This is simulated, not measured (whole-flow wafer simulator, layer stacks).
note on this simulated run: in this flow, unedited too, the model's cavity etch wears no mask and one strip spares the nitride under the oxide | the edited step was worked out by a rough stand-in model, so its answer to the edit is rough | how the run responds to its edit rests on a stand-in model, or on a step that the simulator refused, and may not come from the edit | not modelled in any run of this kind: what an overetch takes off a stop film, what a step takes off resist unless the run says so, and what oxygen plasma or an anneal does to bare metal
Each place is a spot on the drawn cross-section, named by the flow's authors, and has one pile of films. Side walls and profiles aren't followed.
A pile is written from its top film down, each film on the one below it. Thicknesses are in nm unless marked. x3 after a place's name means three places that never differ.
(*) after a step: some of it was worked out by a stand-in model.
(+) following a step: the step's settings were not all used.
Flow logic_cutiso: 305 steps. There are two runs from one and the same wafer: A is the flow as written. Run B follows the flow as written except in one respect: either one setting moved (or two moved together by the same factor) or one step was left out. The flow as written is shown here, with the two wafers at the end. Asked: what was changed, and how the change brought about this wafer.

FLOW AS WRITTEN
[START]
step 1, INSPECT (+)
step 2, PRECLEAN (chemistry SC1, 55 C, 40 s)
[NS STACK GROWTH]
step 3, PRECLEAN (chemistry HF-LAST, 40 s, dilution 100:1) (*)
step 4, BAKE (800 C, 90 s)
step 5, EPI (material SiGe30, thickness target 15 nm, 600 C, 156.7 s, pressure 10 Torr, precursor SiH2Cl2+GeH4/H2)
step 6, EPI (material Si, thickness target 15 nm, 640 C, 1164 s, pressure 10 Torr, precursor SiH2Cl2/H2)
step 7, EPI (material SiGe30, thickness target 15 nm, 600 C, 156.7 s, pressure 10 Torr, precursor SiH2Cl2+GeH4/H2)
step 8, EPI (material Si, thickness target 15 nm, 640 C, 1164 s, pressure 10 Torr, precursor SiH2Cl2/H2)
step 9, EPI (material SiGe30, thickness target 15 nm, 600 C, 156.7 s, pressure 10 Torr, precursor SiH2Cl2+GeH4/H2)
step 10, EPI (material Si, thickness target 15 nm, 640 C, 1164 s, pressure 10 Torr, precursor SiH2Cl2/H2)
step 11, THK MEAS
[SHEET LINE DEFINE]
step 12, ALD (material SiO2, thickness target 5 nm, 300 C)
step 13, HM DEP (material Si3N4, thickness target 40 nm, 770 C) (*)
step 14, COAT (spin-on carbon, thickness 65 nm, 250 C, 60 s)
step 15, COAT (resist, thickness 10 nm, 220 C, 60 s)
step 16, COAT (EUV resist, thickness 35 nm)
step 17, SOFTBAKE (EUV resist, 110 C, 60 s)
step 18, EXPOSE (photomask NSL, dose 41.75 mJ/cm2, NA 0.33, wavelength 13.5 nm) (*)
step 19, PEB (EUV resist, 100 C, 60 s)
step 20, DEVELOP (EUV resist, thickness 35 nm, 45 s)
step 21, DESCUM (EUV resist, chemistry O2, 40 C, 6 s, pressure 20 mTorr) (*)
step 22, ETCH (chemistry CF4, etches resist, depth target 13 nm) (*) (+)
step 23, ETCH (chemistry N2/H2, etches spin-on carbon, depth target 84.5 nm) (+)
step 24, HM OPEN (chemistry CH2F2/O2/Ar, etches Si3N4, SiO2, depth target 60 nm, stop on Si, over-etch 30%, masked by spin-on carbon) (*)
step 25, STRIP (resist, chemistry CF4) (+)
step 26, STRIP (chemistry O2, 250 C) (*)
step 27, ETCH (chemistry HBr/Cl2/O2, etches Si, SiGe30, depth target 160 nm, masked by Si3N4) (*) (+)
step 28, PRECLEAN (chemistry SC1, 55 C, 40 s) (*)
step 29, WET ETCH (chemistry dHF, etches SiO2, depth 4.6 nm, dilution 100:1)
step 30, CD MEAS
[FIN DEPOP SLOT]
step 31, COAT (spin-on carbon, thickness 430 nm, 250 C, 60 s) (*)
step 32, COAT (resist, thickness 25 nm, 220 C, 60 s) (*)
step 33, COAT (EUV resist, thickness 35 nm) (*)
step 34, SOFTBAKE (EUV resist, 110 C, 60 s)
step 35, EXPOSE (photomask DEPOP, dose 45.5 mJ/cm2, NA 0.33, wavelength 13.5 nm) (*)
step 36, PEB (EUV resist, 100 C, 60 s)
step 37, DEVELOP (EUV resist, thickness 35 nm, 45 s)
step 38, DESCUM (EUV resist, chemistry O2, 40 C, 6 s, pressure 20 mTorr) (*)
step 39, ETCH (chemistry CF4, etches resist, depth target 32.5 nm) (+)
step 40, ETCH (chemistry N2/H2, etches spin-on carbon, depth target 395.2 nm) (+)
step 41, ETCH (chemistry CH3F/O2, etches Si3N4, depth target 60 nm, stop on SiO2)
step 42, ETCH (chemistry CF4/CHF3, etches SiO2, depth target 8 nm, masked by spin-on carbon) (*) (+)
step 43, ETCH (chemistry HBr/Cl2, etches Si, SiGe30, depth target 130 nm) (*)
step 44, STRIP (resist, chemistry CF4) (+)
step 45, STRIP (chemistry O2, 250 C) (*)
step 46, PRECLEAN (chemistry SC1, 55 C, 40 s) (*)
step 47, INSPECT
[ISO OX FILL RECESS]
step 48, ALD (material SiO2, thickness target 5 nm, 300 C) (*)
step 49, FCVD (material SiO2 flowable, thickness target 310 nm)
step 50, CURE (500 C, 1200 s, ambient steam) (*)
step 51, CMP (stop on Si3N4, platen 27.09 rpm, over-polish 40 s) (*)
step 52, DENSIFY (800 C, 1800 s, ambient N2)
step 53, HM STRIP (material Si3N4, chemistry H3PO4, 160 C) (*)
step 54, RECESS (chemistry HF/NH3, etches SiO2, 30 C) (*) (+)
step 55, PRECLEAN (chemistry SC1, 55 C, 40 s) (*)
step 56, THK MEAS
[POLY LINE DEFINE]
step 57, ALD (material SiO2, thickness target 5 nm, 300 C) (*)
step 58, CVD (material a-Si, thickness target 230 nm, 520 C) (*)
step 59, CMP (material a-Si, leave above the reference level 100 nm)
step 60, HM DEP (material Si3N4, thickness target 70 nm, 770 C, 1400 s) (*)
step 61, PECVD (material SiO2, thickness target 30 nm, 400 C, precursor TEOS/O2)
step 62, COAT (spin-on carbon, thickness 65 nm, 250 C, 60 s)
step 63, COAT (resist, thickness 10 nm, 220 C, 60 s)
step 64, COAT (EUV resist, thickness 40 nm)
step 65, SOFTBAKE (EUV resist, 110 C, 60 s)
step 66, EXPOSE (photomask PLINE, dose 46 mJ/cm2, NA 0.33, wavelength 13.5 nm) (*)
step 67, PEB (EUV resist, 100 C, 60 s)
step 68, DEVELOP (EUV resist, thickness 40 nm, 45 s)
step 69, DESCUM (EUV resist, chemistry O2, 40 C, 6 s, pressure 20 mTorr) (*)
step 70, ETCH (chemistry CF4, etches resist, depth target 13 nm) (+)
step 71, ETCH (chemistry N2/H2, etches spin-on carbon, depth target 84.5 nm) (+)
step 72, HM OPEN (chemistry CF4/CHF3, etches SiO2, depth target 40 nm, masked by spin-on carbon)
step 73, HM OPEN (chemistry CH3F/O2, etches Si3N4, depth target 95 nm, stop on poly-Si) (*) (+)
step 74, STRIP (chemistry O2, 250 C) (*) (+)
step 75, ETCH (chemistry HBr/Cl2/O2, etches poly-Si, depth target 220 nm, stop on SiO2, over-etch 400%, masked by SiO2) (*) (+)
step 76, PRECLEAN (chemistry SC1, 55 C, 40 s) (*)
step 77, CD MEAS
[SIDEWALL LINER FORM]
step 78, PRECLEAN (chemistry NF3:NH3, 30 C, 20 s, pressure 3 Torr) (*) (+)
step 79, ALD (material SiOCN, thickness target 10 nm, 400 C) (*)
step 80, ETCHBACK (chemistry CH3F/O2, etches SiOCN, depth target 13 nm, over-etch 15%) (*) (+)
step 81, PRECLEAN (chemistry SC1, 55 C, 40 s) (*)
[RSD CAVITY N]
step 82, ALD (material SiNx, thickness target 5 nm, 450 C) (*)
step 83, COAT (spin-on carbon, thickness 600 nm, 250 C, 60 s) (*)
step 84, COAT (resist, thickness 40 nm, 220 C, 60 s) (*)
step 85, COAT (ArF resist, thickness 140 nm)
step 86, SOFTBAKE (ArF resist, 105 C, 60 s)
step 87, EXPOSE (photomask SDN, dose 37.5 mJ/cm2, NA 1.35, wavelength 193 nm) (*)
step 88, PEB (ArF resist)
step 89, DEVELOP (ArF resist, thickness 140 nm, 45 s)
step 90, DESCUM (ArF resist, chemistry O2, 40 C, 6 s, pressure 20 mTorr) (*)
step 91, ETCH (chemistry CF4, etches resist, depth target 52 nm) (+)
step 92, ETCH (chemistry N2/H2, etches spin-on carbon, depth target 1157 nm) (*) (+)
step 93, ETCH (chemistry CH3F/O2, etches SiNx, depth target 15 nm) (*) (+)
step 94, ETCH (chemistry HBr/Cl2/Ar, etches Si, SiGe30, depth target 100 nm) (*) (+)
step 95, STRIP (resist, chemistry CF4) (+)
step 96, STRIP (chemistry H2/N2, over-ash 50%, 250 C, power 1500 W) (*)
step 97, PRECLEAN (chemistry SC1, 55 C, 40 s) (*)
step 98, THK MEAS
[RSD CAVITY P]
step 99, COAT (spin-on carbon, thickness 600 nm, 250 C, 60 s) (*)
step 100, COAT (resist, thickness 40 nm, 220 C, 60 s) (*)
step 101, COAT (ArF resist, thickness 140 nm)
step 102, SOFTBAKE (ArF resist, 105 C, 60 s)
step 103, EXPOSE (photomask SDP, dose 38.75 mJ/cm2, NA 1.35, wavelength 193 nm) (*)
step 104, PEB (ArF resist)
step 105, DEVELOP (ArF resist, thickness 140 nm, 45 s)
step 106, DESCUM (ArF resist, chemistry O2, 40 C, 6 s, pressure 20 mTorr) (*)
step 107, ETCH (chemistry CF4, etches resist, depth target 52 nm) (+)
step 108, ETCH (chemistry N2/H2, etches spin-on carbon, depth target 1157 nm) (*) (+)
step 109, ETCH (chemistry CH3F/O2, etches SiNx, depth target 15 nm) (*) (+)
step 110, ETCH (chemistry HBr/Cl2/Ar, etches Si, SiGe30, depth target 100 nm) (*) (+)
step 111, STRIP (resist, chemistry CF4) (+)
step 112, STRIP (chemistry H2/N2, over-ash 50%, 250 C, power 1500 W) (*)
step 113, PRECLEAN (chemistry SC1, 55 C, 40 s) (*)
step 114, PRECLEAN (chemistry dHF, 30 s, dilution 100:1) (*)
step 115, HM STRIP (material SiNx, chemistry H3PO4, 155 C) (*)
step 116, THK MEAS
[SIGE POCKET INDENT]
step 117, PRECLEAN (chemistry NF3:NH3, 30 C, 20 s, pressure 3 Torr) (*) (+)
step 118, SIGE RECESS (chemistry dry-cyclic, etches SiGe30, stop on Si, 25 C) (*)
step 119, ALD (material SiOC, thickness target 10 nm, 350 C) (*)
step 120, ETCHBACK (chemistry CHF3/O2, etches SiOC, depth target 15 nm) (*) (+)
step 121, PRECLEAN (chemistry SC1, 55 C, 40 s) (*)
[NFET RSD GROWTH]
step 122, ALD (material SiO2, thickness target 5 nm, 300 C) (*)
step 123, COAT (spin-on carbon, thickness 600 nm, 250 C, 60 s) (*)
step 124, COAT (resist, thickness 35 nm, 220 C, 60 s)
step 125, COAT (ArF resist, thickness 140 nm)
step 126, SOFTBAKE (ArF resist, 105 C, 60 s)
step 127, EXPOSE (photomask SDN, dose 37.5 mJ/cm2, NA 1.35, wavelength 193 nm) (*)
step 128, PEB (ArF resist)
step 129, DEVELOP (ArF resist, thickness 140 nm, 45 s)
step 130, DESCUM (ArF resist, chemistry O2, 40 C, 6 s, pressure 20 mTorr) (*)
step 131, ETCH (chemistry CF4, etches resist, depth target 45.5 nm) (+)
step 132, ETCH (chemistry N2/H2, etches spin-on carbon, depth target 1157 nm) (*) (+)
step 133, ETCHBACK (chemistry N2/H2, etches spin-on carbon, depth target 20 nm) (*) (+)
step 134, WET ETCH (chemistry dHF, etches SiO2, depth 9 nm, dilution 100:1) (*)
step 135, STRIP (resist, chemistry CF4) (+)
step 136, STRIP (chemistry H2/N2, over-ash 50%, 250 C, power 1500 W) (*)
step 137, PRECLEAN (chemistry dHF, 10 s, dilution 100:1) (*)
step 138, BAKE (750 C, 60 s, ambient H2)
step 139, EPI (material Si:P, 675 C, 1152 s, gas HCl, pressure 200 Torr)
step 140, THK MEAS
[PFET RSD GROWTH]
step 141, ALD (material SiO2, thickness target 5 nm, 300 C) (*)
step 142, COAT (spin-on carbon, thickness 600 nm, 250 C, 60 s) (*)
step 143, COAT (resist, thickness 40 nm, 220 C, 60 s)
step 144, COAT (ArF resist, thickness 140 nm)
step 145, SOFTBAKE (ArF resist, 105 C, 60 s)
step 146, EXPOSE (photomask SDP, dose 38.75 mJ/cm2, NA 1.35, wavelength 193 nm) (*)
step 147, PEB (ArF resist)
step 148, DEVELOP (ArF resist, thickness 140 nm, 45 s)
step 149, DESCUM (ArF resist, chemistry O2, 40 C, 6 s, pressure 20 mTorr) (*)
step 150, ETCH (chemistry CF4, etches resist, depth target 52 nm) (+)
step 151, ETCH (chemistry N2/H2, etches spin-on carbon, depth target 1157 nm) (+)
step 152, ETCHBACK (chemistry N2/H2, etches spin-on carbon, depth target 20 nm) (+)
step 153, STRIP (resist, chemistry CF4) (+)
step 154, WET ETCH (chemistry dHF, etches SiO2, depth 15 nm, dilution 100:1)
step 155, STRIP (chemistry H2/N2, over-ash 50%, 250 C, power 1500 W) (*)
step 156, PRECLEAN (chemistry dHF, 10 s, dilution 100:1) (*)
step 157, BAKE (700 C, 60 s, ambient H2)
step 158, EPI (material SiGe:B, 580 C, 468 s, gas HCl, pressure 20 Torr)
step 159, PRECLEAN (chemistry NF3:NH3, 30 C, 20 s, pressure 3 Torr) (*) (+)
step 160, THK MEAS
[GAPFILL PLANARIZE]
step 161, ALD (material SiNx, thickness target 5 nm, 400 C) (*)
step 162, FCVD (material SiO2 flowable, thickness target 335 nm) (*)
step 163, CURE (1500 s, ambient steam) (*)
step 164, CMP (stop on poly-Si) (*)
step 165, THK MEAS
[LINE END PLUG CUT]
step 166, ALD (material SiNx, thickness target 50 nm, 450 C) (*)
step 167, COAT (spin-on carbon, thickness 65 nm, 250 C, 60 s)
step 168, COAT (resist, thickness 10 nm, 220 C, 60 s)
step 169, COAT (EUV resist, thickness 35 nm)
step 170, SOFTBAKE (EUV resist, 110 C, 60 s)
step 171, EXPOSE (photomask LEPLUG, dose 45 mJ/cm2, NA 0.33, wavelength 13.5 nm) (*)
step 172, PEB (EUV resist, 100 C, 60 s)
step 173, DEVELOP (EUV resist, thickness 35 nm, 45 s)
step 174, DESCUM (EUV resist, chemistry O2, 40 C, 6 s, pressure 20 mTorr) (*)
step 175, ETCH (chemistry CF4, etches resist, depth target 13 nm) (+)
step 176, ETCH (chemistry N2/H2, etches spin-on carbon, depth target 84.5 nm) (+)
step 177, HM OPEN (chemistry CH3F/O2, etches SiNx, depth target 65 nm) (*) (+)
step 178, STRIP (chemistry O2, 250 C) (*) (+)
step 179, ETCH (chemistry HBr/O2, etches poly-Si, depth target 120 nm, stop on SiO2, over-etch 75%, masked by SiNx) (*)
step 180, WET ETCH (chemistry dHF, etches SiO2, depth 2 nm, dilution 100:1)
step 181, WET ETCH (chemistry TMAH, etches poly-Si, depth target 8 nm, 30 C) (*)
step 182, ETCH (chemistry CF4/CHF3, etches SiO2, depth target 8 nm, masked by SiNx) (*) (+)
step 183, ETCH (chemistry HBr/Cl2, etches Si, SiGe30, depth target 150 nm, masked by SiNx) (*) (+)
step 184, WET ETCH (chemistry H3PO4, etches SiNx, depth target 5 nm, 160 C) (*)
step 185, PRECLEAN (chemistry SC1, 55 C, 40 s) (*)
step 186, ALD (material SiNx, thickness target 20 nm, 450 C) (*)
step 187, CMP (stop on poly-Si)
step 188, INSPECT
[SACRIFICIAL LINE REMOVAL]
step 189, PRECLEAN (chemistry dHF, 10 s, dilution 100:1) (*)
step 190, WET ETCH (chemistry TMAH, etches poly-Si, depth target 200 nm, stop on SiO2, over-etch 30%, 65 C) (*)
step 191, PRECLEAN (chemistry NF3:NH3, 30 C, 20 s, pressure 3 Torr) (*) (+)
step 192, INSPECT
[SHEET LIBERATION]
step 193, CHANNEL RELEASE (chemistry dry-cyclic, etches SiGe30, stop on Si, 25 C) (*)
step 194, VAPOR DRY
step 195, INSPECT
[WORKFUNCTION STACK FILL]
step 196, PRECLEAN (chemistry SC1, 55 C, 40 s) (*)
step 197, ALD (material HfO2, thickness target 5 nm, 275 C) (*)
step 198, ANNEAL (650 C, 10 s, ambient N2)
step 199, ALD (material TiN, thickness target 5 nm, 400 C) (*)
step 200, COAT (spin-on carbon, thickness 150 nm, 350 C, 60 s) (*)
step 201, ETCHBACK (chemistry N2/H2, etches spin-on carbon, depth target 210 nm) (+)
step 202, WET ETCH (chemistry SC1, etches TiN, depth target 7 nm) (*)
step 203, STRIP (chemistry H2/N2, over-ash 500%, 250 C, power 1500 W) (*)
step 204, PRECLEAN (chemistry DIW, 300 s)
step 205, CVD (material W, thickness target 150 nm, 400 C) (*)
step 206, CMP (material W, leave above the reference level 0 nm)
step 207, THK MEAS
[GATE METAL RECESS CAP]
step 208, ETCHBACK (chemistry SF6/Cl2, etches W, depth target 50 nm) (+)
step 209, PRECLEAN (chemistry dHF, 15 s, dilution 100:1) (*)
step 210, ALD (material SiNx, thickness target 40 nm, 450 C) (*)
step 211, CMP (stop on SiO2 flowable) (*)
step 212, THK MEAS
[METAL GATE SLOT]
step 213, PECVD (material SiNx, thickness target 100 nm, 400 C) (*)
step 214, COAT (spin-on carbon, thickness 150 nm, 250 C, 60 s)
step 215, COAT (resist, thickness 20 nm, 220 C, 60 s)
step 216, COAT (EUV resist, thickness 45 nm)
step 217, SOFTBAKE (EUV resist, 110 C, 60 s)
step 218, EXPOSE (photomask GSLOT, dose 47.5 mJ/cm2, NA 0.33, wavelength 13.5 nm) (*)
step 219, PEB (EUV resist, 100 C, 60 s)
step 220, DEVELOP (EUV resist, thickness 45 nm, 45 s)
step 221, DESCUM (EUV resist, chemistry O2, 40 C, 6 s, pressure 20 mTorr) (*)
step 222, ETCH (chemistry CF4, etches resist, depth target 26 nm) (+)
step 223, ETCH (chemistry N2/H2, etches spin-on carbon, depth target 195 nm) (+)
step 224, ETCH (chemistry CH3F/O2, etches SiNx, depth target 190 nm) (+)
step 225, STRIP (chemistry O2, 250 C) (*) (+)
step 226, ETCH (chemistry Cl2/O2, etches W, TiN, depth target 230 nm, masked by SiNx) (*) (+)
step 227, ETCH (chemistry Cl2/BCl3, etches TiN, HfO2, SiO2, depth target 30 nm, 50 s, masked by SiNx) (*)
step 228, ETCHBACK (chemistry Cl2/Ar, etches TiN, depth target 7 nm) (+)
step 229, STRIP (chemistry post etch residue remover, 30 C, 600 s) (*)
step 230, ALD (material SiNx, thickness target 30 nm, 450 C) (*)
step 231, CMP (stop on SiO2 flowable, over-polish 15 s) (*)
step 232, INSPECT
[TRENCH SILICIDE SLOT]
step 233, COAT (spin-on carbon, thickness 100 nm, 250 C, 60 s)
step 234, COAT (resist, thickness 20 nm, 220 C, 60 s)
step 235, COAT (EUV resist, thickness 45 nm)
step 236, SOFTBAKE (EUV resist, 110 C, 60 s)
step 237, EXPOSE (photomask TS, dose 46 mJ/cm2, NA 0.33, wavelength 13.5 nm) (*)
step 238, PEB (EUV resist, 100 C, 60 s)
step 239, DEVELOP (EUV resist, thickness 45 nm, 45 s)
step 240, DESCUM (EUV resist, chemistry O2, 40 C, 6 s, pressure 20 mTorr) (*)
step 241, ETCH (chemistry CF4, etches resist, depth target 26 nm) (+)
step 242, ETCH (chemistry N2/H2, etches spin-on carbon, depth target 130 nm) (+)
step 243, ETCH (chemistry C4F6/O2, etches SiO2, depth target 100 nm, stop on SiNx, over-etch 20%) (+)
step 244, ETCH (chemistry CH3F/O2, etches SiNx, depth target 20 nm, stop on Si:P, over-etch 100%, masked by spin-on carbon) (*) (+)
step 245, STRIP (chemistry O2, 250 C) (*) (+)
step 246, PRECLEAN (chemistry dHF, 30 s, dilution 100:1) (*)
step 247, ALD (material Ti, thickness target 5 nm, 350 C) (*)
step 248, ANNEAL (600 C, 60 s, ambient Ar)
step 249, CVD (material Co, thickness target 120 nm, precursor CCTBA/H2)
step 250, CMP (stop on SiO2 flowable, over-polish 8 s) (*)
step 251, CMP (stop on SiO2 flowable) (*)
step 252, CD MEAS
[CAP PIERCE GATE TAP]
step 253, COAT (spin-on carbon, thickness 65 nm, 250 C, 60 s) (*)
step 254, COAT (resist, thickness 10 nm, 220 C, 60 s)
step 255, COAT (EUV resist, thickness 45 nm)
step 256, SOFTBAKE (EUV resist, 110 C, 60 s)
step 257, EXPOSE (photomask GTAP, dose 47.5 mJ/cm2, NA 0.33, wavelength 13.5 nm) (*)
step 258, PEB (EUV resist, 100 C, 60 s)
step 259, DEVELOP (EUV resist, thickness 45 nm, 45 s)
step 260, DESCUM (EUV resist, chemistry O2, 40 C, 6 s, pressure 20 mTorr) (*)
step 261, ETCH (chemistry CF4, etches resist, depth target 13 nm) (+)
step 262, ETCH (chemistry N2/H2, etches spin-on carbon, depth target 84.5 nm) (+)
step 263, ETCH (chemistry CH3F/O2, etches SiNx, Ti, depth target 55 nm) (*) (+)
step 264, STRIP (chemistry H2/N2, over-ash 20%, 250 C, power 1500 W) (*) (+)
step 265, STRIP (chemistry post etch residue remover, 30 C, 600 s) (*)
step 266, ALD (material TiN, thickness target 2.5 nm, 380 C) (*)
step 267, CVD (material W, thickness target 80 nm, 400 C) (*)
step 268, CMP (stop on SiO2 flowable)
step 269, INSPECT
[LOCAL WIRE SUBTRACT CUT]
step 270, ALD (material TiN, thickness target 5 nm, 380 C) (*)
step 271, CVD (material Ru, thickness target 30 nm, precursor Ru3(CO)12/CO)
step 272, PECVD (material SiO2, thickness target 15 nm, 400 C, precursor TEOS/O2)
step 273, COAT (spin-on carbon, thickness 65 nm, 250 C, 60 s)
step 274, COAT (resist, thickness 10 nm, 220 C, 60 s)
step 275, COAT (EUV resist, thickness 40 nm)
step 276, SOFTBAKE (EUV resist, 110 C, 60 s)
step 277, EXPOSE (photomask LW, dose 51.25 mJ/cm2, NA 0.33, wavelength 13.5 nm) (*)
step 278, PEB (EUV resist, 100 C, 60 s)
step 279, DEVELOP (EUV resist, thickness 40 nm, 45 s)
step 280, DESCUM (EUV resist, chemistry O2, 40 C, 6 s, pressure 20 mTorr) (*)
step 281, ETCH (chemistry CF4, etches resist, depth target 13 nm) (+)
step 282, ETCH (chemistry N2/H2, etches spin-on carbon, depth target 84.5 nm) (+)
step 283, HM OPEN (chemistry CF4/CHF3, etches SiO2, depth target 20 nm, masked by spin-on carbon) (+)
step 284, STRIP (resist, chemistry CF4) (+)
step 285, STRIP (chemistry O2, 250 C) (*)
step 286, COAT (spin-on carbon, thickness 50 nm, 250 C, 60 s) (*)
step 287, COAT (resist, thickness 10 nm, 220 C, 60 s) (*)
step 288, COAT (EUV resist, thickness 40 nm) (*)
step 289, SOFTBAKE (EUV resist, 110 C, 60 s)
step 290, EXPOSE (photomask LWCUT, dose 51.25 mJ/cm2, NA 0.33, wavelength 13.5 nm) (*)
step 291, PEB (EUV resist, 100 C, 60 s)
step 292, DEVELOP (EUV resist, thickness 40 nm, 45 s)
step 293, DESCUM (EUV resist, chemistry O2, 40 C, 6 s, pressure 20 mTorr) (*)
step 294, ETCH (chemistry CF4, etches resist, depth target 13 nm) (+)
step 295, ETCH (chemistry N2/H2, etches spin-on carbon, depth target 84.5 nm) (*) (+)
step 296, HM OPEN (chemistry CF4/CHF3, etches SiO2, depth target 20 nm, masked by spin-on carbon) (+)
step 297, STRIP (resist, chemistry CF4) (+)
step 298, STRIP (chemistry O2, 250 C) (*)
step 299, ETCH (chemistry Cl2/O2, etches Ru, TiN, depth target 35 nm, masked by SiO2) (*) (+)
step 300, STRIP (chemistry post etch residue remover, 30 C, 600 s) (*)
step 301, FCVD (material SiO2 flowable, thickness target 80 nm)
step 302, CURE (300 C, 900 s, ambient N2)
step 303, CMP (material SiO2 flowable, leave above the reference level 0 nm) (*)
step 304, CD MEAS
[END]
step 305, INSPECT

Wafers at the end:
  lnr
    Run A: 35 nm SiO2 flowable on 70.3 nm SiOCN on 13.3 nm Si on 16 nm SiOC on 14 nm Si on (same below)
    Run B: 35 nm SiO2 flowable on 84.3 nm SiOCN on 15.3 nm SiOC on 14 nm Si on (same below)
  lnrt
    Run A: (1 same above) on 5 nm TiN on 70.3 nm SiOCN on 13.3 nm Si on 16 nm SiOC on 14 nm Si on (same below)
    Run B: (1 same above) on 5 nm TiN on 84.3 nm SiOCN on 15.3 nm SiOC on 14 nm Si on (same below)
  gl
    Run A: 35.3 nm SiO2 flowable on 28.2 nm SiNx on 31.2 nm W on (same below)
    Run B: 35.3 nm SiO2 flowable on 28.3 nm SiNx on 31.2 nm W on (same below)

Cause: step 75, ETCH: over-etch 480% was run, whereas the flow has over-etch 400%.

How this came from the change, step by step:
  step 75, ETCH (chemistry HBr/Cl2/O2, etches poly-Si, depth target 220 nm, stop on SiO2, over-etch 400%, masked by SiO2) (*) (+)
      lnr, lnrp, lnrt, rsdn, rsdp, rsdw, rsdx: A -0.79 chemical SiO2 (all of it), -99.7 poly-Si (all of it), -5 SiO2 (all of it) | B -0.79 chemical SiO2 (all of it), -99.7 poly-Si (all of it), -5 SiO2 (all of it), -0.49 chemical SiO2 (all of it), -13.9 Si (all of it)
      iso, lnri: A -0.79 chemical SiO2 (all of it), -189.1 poly-Si (all of it), -4.55 SiO2 | B -0.79 chemical SiO2 (all of it), -189.1 poly-Si (all of it), -5 SiO2 (all of it), -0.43 SiO2 flowable
      (as well as at 13 more places)
  step 80, ETCHBACK (chemistry CH3F/O2, etches SiOCN, depth target 13 nm, over-etch 15%) (*) (+)
      rsdn, rsdp, rsdw, rsdx: A -10 SiOCN (all of it), -0.7 Si | B -10 SiOCN (all of it), -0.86 SiGe30
      lnr, lnrp, lnrt: A +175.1 SiOCN | B +188.4 SiOCN
  step 94, ETCH (chemistry HBr/Cl2/Ar, etches Si, SiGe30, depth target 100 nm) (*) (+)
      rsdn, rsdx: A -0.49 chemical SiO2 (all of it), -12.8 Si (all of it), -15 SiGe30 (all of it), -15 Si (all of it), -15 SiGe30 (all of it), -15 Si (all of it), -15 SiGe30 (all of it), -12.2 Si | B -0.49 chemical SiO2 (all of it), -13.7 SiGe30 (all of it), -15 Si (all of it), -15 SiGe30 (all of it), -15 Si (all of it), -15 SiGe30 (all of it), -26.3 Si
  step 110, ETCH (chemistry HBr/Cl2/Ar, etches Si, SiGe30, depth target 100 nm) (*) (+)
      rsdp, rsdw: A -0.49 chemical SiO2 (all of it), -12.8 Si (all of it), -15 SiGe30 (all of it), -15 Si (all of it), -15 SiGe30 (all of it), -15 Si (all of it), -15 SiGe30 (all of it), -12.2 Si | B -0.49 chemical SiO2 (all of it), -13.7 SiGe30 (all of it), -15 Si (all of it), -15 SiGe30 (all of it), -15 Si (all of it), -15 SiGe30 (all of it), -26.3 Si
  step 118, SIGE RECESS (chemistry dry-cyclic, etches SiGe30, stop on Si, 25 C) (*)
      lnr, lnrp, lnrt: A -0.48 SiOCN, -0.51 Si, +16 cavity (new film), -15 SiGe30 (all of it), -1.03 Si, +16 cavity (new film), -15 SiGe30 (all of it), -1.03 Si, +16 cavity (new film), -15 SiGe30 (all of it), -0.51 Si | B -0.48 SiOCN, +15.3 cavity (new film), -14.8 SiGe30 (all of it), -1.03 Si, +16 cavity (new film), -15 SiGe30 (all of it), -1.03 Si, +16 cavity (new film), -15 SiGe30 (all of it), -0.51 Si
  step 119, ALD (material SiOC, thickness target 10 nm, 350 C) (*)
      lnr, lnrp, lnrt: A +10 SiOC (new film), +16 SiOC (new film), -16 cavity (all of it), +16 SiOC (new film), -16 cavity (all of it), +16 SiOC (new film), -16 cavity (all of it) | B +10 SiOC (new film), +15.3 SiOC (new film), -15.3 cavity (all of it), +16 SiOC (new film), -16 cavity (all of it), +16 SiOC (new film), -16 cavity (all of it)
  step 120, ETCHBACK (chemistry CHF3/O2, etches SiOC, depth target 15 nm) (*) (+)
      gxn: A -11 SiOC (all of it), -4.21 SiO2 (all of it) | B -10.9 SiOC (all of it), -3.44 SiO2 (all of it), -0.51 Si3N4
      gxp: A -11 SiOC (all of it), -4.25 SiO2 (all of it) | B -10.9 SiOC (all of it), -3.48 SiO2 (all of it), -0.51 Si3N4
      (as well as at 3 more places)
  step 122, ALD (material SiO2, thickness target 5 nm, 300 C) (*)
      gxn: A +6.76 SiO2 (new film) | B +6.19 SiO2 (new film)
      gxp: A +6.75 SiO2 (new film) | B +6.18 SiO2 (new film)
  step 132, ETCH (chemistry N2/H2, etches spin-on carbon, depth target 1157 nm) (*) (+)
      gxn: A -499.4 spin-on carbon (all of it), -6.06 SiO2 | B -496.1 spin-on carbon (all of it), -6.19 SiO2 (all of it), -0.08 Si3N4
  step 133, ETCHBACK (chemistry N2/H2, etches spin-on carbon, depth target 20 nm) (*) (+)
      gxn: A -0.7 SiO2 (all of it), -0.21 Si3N4 | B -0.56 Si3N4
  step 139, EPI (material Si:P, 675 C, 1152 s, gas HCl, pressure 200 Torr)
      rsdn, rsdx: A +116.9 Si:P (new film) | B +131 Si:P (new film)
  step 141, ALD (material SiO2, thickness target 5 nm, 300 C) (*)
      gxn: A +10.1 SiO2 (new film) | B +6.16 SiO2 (new film)
  step 153, STRIP (resist, chemistry CF4) (+)
      gxp: A -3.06 SiO2 (all of it) | B -2.21 SiO2 (all of it)
  step 158, EPI (material SiGe:B, 580 C, 468 s, gas HCl, pressure 20 Torr)
      rsdp, rsdw: A +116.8 SiGe:B (new film) | B +131 SiGe:B (new film)
  step 159, PRECLEAN (chemistry NF3:NH3, 30 C, 20 s, pressure 3 Torr) (*) (+)
      gxn: A -7.5 SiO2 | B -4.64 SiO2 (all of it), -0.21 Si3N4
  step 164, CMP (stop on poly-Si) (*)
      gxn: A -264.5 SiO2 flowable (all of it), -5 SiNx (all of it), -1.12 SiO2 (all of it), -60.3 Si3N4 (all of it) | B -265.9 SiO2 flowable (all of it), -5 SiNx (all of it), -59.6 Si3N4 (all of it)
      depop, dpovl, isow, ns, nsgap: A -326.8 SiO2 flowable (all of it), -5 SiNx (all of it), -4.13 SiO2 (all of it), -70 Si3N4 (all of it) | B -326.8 SiO2 flowable (all of it), -5 SiNx (all of it), -3.37 SiO2 (all of it), -70 Si3N4 (all of it)
      (as well as at 3 more places)
